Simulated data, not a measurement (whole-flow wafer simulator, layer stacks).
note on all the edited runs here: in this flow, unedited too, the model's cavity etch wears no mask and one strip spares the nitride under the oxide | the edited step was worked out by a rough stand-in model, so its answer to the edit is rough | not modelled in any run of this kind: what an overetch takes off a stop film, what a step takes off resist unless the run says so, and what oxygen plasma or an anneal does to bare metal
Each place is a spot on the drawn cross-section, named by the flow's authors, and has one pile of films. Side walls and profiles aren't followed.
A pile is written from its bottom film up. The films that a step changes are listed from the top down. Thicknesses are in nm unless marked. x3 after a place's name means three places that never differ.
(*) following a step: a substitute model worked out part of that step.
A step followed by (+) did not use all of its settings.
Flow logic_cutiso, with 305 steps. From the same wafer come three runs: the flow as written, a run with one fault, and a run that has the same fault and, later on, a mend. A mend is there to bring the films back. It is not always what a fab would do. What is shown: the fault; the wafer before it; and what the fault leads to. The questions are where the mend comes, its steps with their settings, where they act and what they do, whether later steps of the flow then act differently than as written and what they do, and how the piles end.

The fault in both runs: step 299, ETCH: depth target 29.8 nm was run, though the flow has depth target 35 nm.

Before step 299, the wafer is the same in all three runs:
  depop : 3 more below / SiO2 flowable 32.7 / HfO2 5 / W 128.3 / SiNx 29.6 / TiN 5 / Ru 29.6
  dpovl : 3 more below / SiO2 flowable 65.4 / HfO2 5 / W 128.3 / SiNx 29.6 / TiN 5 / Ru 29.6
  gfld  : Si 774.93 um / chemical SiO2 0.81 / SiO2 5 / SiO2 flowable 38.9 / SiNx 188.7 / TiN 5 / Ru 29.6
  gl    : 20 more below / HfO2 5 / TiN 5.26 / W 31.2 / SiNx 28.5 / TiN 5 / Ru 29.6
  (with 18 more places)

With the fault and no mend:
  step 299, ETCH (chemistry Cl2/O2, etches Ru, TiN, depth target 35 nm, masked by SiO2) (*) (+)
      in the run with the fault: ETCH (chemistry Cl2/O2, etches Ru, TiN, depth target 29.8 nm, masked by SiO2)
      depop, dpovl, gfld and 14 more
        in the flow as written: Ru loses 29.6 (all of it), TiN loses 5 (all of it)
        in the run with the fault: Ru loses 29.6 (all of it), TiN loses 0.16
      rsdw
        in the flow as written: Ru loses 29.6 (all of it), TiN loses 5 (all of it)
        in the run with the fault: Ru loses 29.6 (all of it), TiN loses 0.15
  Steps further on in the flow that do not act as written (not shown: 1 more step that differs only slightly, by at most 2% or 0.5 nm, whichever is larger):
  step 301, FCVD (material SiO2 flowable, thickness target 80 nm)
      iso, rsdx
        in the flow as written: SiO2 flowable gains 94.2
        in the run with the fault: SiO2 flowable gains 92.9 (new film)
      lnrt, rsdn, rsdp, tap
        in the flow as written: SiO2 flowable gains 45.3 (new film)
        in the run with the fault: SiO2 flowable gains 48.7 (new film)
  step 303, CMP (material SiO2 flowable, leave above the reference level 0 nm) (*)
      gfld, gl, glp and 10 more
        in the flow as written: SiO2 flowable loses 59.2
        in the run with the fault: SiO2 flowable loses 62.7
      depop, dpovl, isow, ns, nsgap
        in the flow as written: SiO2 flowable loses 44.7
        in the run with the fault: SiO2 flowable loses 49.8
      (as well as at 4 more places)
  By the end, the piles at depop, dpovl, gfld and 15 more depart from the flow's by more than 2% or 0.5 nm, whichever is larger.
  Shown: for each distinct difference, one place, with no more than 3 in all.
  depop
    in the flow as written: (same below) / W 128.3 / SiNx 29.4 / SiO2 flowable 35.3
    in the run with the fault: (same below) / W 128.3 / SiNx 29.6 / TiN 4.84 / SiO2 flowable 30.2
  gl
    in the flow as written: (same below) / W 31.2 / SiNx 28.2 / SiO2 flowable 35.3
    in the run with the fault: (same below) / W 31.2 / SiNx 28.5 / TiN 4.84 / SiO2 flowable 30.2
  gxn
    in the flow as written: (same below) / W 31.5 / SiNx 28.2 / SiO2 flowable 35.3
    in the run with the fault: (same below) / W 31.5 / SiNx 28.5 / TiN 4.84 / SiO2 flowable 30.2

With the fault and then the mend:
  The mend follows step 299.
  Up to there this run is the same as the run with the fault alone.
  step 299a, ETCH (chemistry Cl2/O2, etches Ru, TiN, depth target 5.2 nm, masked by SiO2) (*) (+) (the flow's step 299 again, with other settings)
      depop, dpovl, gfld and 14 more
        TiN loses 4.84 (all of it)
      lnrt, rsdn, rsdp, tap
        SiO2 loses 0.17
      rsdw
        TiN loses 4.85 (all of it)
  Later steps of the flow that are run all act as written at every place that is followed.
  At every place that both follow, the piles at the end match the flow's.
